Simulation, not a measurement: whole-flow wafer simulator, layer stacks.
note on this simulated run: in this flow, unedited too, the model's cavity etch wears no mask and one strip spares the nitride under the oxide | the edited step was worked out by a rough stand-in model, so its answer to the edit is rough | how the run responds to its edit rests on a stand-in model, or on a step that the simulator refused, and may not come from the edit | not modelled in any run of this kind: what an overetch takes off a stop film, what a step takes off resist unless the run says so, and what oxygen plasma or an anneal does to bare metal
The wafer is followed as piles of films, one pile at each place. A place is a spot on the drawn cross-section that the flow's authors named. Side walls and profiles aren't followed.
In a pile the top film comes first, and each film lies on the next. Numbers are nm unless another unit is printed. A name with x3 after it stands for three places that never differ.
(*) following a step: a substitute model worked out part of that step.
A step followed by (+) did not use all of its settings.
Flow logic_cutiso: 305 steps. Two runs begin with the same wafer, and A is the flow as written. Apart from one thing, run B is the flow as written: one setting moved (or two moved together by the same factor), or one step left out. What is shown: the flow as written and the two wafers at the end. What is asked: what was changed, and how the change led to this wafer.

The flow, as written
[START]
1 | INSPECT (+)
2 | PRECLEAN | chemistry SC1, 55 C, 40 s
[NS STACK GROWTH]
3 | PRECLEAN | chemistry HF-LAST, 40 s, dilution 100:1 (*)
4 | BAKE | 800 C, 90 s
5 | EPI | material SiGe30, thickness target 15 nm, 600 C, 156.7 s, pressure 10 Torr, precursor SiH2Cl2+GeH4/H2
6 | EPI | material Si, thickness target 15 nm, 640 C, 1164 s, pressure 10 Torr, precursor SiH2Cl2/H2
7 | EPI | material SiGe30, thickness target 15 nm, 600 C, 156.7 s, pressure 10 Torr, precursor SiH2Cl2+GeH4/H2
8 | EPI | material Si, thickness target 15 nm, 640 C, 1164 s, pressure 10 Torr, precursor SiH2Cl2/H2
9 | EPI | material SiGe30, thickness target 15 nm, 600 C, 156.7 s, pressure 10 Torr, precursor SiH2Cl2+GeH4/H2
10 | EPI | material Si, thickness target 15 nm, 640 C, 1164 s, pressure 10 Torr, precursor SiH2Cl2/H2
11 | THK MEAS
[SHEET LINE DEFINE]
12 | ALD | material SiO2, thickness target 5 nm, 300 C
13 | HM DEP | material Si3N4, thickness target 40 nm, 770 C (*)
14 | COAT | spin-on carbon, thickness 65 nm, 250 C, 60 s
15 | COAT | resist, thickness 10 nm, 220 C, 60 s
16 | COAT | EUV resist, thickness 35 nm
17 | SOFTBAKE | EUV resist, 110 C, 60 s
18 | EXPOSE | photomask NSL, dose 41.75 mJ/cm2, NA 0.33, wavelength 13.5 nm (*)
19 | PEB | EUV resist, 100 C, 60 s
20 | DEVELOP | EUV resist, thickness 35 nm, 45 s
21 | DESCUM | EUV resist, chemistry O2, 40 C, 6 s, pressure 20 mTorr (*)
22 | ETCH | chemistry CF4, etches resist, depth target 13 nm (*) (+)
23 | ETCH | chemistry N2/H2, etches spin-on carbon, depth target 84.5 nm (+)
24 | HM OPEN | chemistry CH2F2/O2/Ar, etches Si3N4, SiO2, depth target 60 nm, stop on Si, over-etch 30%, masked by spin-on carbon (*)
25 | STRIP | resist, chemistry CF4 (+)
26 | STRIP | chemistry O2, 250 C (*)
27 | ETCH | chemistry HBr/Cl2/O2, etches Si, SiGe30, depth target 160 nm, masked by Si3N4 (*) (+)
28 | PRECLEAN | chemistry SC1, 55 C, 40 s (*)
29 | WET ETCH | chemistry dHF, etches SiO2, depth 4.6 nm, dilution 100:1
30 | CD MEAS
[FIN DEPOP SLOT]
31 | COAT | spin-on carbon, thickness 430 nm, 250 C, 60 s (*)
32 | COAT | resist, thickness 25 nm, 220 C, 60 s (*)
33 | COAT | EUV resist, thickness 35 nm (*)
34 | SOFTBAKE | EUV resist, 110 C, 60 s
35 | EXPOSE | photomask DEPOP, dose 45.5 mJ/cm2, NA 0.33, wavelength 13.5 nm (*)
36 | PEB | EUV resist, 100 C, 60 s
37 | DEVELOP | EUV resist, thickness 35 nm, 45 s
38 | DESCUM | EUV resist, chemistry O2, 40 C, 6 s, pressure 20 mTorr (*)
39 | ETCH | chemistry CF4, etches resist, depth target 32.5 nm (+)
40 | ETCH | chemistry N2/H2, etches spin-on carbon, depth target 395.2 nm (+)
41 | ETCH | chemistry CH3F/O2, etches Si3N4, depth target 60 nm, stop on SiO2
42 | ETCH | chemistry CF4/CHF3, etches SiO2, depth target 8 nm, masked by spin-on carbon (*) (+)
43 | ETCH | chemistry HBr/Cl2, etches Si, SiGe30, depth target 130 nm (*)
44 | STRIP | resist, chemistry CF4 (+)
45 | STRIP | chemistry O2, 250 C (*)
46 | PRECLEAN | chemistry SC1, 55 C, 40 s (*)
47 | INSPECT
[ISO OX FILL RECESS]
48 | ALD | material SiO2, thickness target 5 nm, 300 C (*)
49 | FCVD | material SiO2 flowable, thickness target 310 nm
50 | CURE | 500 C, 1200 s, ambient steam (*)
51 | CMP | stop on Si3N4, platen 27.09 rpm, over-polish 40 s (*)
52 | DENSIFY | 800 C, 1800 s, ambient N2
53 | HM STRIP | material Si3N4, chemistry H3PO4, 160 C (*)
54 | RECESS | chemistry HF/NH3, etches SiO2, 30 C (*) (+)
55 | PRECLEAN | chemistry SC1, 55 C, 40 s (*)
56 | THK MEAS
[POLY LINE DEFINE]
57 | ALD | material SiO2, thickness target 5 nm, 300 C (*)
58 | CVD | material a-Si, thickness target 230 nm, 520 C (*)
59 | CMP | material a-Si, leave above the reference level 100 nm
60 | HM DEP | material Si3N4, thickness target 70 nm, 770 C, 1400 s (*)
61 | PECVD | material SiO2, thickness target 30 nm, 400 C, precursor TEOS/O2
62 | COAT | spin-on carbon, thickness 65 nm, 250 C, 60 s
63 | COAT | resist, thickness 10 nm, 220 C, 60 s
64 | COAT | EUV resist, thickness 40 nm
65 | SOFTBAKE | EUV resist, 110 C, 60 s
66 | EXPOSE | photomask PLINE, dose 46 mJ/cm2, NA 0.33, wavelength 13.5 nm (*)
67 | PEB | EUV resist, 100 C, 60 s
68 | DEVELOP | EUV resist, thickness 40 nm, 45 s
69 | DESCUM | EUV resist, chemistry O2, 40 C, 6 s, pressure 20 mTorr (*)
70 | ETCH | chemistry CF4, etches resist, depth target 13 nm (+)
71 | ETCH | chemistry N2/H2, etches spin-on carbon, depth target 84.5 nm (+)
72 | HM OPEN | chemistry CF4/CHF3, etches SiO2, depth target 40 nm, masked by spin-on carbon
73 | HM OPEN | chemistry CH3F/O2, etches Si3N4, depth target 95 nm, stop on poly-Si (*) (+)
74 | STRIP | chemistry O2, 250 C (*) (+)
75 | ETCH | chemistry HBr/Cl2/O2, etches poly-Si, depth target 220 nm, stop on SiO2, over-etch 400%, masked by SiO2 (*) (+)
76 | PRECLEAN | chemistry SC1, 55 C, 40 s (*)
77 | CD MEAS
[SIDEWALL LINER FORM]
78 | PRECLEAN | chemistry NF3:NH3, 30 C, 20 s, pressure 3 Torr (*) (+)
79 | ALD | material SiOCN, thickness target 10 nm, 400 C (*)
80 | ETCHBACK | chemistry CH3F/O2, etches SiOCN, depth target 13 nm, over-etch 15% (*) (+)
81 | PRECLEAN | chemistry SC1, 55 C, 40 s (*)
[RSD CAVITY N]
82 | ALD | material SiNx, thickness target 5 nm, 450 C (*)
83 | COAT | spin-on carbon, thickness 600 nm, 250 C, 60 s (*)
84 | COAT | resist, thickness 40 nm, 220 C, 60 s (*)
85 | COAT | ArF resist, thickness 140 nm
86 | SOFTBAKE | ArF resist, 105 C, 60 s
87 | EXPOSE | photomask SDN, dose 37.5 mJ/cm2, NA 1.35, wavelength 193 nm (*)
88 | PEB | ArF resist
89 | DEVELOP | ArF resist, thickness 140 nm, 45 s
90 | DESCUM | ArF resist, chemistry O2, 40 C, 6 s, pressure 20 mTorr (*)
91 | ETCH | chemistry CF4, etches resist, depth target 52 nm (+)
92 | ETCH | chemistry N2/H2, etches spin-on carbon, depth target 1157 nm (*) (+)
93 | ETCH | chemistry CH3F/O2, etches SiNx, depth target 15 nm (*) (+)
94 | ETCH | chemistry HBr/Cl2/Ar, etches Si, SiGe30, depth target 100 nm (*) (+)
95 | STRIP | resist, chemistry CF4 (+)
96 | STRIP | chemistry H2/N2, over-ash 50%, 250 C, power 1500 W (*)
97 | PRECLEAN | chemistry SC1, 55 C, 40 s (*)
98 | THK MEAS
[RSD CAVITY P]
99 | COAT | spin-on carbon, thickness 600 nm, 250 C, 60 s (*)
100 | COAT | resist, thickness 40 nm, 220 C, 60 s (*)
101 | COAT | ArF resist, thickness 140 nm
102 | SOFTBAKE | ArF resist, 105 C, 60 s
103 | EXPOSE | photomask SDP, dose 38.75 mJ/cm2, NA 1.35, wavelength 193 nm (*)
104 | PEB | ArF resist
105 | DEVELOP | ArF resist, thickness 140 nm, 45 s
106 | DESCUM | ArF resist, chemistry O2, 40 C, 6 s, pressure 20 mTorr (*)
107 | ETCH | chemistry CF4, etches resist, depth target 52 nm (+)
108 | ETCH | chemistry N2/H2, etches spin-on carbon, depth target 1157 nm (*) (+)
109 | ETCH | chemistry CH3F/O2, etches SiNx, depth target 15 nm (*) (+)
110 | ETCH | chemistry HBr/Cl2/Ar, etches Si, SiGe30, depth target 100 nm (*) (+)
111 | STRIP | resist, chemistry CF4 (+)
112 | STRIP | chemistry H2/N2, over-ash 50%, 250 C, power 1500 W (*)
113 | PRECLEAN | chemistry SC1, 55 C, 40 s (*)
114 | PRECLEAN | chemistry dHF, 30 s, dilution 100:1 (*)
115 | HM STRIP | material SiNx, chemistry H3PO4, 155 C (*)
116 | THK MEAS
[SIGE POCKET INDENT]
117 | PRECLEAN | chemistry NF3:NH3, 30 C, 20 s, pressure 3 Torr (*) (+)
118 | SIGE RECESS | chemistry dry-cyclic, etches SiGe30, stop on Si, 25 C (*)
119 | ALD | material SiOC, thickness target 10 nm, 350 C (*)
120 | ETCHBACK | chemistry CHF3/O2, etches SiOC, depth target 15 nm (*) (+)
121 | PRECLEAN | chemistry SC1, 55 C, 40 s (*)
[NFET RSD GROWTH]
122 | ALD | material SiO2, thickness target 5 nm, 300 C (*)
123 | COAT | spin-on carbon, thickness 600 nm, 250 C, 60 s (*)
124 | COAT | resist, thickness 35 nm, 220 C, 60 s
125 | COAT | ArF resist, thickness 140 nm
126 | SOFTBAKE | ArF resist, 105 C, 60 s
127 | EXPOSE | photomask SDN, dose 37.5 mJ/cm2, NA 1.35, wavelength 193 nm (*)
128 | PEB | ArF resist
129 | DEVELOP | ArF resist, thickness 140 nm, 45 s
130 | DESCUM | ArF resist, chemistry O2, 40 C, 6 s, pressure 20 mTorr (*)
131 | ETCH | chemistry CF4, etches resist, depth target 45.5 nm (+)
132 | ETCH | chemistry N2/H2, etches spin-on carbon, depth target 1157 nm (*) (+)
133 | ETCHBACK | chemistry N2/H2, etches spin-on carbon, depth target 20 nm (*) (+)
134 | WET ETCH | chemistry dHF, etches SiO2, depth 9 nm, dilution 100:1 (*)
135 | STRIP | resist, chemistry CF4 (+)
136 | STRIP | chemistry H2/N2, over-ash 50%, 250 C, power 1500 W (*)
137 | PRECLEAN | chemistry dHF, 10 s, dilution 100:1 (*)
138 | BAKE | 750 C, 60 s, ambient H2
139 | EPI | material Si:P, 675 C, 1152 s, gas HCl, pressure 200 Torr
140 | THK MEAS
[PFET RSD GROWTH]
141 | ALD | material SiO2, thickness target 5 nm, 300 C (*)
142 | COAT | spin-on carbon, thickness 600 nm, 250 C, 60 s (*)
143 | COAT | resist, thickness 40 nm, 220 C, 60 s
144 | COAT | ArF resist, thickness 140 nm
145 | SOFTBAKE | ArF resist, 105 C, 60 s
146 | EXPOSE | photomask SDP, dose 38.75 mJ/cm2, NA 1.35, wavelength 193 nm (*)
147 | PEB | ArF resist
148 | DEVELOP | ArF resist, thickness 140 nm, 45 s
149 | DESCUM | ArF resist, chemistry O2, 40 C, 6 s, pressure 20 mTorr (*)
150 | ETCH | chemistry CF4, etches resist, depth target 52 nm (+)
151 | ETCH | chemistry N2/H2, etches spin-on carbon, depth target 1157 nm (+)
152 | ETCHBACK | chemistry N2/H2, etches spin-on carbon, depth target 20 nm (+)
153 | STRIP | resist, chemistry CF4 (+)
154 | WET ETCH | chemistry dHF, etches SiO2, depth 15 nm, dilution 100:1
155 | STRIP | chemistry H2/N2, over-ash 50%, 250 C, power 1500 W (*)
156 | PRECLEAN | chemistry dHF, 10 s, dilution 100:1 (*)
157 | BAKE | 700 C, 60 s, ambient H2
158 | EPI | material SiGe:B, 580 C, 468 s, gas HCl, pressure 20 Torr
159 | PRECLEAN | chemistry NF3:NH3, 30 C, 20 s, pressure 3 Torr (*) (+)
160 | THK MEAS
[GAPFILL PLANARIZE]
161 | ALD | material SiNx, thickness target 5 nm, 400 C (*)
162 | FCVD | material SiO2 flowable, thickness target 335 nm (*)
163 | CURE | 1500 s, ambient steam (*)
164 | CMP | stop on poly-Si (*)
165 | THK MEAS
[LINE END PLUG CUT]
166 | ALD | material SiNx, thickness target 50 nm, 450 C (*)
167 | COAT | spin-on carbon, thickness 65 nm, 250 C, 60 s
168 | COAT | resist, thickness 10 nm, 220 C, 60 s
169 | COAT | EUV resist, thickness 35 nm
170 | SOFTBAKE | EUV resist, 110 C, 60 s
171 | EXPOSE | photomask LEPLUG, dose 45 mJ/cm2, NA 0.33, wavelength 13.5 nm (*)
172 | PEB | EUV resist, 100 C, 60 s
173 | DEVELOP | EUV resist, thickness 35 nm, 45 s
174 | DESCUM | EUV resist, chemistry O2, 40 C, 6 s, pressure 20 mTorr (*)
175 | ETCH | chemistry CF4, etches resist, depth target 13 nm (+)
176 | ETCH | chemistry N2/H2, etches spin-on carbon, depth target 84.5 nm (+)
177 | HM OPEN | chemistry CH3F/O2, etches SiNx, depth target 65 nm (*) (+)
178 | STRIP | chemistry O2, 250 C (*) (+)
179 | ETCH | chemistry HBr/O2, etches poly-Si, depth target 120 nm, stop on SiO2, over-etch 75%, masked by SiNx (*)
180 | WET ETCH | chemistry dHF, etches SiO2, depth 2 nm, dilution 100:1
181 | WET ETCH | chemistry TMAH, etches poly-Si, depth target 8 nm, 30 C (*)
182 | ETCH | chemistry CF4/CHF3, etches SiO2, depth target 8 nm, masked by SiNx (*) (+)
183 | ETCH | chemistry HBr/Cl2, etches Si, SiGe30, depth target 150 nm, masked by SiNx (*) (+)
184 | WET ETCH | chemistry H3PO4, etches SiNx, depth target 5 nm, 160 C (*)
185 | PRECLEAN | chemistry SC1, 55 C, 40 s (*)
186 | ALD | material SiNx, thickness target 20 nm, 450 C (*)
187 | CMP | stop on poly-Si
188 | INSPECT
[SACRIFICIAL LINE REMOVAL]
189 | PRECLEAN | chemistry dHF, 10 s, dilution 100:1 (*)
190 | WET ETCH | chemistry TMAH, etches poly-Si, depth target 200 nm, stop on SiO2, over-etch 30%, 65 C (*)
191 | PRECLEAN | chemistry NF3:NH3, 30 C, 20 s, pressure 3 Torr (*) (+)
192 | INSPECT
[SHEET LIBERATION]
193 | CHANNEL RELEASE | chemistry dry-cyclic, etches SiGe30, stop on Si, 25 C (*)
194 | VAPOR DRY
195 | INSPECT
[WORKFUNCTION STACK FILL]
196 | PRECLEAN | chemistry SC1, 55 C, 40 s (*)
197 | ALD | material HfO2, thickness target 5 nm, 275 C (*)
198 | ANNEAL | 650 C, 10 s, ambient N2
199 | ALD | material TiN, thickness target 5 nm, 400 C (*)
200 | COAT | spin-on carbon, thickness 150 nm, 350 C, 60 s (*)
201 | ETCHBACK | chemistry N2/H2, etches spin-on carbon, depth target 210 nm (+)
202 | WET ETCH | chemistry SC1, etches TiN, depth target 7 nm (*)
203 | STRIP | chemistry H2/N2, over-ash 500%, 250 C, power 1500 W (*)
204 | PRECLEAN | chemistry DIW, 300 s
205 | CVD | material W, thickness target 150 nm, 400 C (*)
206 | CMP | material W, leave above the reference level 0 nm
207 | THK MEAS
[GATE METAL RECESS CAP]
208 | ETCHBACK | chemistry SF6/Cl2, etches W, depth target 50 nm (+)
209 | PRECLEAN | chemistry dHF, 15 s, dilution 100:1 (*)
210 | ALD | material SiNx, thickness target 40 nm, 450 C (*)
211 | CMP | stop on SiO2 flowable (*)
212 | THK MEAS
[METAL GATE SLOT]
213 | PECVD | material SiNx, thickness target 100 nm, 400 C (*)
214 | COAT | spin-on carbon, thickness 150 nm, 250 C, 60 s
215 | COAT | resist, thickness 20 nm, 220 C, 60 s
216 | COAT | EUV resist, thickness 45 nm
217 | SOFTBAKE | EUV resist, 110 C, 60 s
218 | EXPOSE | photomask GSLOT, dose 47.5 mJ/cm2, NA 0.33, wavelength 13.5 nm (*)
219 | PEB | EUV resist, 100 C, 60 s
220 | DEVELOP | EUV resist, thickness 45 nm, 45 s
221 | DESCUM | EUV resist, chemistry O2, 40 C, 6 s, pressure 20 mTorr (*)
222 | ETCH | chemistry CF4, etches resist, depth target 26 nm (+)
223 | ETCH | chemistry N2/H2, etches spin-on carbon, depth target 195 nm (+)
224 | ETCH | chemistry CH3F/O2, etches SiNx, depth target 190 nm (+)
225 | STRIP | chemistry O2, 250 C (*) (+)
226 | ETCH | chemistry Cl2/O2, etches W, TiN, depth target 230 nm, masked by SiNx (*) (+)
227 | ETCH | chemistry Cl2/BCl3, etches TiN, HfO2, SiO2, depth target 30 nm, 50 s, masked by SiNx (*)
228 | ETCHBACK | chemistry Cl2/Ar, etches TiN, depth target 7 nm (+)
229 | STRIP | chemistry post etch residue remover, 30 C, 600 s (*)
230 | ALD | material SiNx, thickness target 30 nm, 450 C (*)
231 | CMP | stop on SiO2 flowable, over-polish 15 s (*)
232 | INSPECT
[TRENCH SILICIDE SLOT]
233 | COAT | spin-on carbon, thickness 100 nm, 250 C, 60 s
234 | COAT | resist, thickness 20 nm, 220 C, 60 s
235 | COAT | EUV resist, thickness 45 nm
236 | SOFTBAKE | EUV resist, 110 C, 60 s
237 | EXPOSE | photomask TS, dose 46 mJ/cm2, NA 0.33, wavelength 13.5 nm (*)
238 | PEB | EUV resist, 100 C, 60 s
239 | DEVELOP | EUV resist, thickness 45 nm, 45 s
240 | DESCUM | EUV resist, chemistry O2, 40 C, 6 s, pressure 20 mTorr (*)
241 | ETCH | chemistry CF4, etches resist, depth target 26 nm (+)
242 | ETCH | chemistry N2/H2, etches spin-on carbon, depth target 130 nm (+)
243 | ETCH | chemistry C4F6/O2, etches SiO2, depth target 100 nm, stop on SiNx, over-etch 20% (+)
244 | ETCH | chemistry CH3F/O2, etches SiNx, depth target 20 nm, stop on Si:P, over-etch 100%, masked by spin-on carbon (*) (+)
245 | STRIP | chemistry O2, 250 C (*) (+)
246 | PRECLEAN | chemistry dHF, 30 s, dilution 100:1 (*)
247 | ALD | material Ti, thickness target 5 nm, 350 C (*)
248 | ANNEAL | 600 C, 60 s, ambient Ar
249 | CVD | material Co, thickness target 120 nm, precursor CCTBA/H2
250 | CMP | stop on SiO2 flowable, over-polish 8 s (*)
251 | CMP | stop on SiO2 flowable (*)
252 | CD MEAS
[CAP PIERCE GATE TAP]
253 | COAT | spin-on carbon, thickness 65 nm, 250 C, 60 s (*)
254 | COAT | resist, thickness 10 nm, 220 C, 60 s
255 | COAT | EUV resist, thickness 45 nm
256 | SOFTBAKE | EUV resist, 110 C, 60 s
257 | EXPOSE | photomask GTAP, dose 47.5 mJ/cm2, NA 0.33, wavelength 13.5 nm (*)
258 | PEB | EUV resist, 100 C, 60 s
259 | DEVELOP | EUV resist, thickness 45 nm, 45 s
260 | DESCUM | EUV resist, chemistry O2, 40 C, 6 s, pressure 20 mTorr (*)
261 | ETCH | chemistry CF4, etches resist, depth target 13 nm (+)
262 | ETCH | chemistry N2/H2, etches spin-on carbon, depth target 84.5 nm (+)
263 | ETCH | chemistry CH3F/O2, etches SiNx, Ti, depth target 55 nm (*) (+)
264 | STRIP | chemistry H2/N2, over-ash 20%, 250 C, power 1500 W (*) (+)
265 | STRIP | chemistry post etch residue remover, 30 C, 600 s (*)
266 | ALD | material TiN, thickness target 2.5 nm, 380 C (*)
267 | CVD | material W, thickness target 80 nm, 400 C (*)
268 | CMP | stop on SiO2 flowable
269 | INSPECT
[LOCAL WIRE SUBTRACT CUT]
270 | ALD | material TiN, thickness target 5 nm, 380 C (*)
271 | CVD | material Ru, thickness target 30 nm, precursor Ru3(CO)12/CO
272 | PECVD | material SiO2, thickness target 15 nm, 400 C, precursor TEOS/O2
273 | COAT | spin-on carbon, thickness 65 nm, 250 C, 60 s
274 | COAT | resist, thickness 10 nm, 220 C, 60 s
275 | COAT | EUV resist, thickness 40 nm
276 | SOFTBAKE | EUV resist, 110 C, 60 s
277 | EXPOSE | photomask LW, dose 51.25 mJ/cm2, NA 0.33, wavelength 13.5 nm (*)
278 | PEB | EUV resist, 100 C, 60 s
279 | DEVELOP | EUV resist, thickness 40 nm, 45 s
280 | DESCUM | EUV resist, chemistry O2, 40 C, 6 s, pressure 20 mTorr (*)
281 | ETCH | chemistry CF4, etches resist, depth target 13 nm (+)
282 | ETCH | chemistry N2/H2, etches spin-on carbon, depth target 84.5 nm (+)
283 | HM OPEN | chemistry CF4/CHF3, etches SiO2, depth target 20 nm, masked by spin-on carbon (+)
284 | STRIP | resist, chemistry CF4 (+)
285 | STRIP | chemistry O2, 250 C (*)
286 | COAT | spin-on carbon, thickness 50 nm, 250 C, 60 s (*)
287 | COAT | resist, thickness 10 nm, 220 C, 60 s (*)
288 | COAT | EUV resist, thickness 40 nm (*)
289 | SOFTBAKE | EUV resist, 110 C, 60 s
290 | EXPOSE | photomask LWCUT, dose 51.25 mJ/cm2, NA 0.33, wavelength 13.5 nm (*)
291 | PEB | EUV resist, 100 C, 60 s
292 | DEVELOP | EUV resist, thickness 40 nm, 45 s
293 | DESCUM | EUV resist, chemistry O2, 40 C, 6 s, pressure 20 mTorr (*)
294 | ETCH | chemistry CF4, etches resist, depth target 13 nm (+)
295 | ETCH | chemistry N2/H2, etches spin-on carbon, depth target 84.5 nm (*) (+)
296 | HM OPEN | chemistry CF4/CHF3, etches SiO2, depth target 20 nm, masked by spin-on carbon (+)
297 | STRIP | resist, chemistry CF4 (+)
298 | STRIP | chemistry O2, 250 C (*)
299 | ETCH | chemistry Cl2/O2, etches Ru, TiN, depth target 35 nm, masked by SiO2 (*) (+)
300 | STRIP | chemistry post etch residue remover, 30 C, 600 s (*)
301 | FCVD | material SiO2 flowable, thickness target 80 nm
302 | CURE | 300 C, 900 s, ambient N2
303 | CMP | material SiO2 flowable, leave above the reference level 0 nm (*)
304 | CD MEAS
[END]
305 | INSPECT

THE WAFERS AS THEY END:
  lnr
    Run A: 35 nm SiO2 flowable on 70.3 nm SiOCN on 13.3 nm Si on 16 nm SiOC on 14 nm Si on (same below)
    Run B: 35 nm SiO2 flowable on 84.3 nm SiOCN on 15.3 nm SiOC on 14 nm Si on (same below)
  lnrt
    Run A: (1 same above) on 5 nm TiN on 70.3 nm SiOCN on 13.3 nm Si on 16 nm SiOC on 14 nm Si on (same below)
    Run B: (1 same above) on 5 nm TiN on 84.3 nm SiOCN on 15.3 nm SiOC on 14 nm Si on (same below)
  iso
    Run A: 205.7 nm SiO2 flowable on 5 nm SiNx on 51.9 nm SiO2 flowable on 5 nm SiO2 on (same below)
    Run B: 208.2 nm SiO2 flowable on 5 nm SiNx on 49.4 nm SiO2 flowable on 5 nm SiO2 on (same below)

Cause: step 75, ETCH: depth target 319 nm was run, though the flow has depth target 220 nm.

Step by step, how the change led to this:
  75 | ETCH | chemistry HBr/Cl2/O2, etches poly-Si, depth target 220 nm, stop on SiO2, over-etch 400%, masked by SiO2 (*) (+)
      lnr, lnrp, lnrt, rsdn, rsdp, rsdw, rsdx: A chemical SiO2 loses 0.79 (all of it), poly-Si loses 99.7 (all of it), SiO2 loses 5 (all of it) | B chemical SiO2 loses 0.79 (all of it), poly-Si loses 99.7 (all of it), SiO2 loses 5 (all of it), chemical SiO2 loses 0.49 (all of it), Si loses 13.9 (all of it)
      iso, lnri: A chemical SiO2 loses 0.79 (all of it), poly-Si loses 189.1 (all of it), SiO2 loses 4.55 | B chemical SiO2 loses 0.79 (all of it), poly-Si loses 189.1 (all of it), SiO2 loses 5 (all of it), SiO2 flowable loses 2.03
  80 | ETCHBACK | chemistry CH3F/O2, etches SiOCN, depth target 13 nm, over-etch 15% (*) (+)
      rsdn, rsdp, rsdw, rsdx: A SiOCN loses 10 (all of it), Si loses 0.7 | B SiOCN loses 10 (all of it), SiGe30 loses 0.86
      lnr, lnrp, lnrt: A SiOCN gains 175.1 | B SiOCN gains 189.1
  94 | ETCH | chemistry HBr/Cl2/Ar, etches Si, SiGe30, depth target 100 nm (*) (+)
      rsdn, rsdx: A chemical SiO2 loses 0.49 (all of it), Si loses 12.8 (all of it), SiGe30 loses 15 (all of it), Si loses 15 (all of it), SiGe30 loses 15 (all of it), Si loses 15 (all of it), SiGe30 loses 15 (all of it), Si loses 12.2 | B chemical SiO2 loses 0.49 (all of it), SiGe30 loses 13.7 (all of it), Si loses 15 (all of it), SiGe30 loses 15 (all of it), Si loses 15 (all of it), SiGe30 loses 15 (all of it), Si loses 26.3
  110 | ETCH | chemistry HBr/Cl2/Ar, etches Si, SiGe30, depth target 100 nm (*) (+)
      rsdp, rsdw: A chemical SiO2 loses 0.49 (all of it), Si loses 12.8 (all of it), SiGe30 loses 15 (all of it), Si loses 15 (all of it), SiGe30 loses 15 (all of it), Si loses 15 (all of it), SiGe30 loses 15 (all of it), Si loses 12.2 | B chemical SiO2 loses 0.49 (all of it), SiGe30 loses 13.7 (all of it), Si loses 15 (all of it), SiGe30 loses 15 (all of it), Si loses 15 (all of it), SiGe30 loses 15 (all of it), Si loses 26.3
  118 | SIGE RECESS | chemistry dry-cyclic, etches SiGe30, stop on Si, 25 C (*)
      lnr, lnrp, lnrt: A SiOCN loses 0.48, Si loses 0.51, cavity gains 16 (new film), SiGe30 loses 15 (all of it), Si loses 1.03, cavity gains 16 (new film), SiGe30 loses 15 (all of it), Si loses 1.03, cavity gains 16 (new film), SiGe30 loses 15 (all of it), Si loses 0.51 | B SiOCN loses 0.48, cavity gains 15.3 (new film), SiGe30 loses 14.8 (all of it), Si loses 1.03, cavity gains 16 (new film), SiGe30 loses 15 (all of it), Si loses 1.03, cavity gains 16 (new film), SiGe30 loses 15 (all of it), Si loses 0.51
  119 | ALD | material SiOC, thickness target 10 nm, 350 C (*)
      lnr, lnrp, lnrt: A SiOC gains 10 (new film), SiOC gains 16 (new film), cavity loses 16 (all of it), SiOC gains 16 (new film), cavity loses 16 (all of it), SiOC gains 16 (new film), cavity loses 16 (all of it) | B SiOC gains 10 (new film), SiOC gains 15.3 (new film), cavity loses 15.3 (all of it), SiOC gains 16 (new film), cavity loses 16 (all of it), SiOC gains 16 (new film), cavity loses 16 (all of it)
  135 | STRIP | resist, chemistry CF4 (+)
      gl: A Si3N4 loses 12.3 | B Si3N4 loses 11.7
  139 | EPI | material Si:P, 675 C, 1152 s, gas HCl, pressure 200 Torr
      rsdn, rsdx: A Si:P gains 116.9 (new film) | B Si:P gains 131 (new film)
  141 | ALD | material SiO2, thickness target 5 nm, 300 C (*)
      gxn: A SiO2 gains 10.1 (new film) | B SiO2 gains 6.14 (new film)
  158 | EPI | material SiGe:B, 580 C, 468 s, gas HCl, pressure 20 Torr
      rsdp, rsdw: A SiGe:B gains 116.8 (new film) | B SiGe:B gains 131 (new film)
  159 | PRECLEAN | chemistry NF3:NH3, 30 C, 20 s, pressure 3 Torr (*) (+)
      gxn: A SiO2 loses 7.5 | B SiO2 loses 4.62 (all of it), Si3N4 loses 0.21
  164 | CMP | stop on poly-Si (*)
      gxn: A SiO2 flowable loses 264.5 (all of it), SiNx loses 5 (all of it), SiO2 loses 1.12 (all of it), Si3N4 loses 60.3 (all of it) | B SiO2 flowable loses 265.4 (all of it), SiNx loses 5 (all of it), Si3N4 loses 60.4 (all of it)
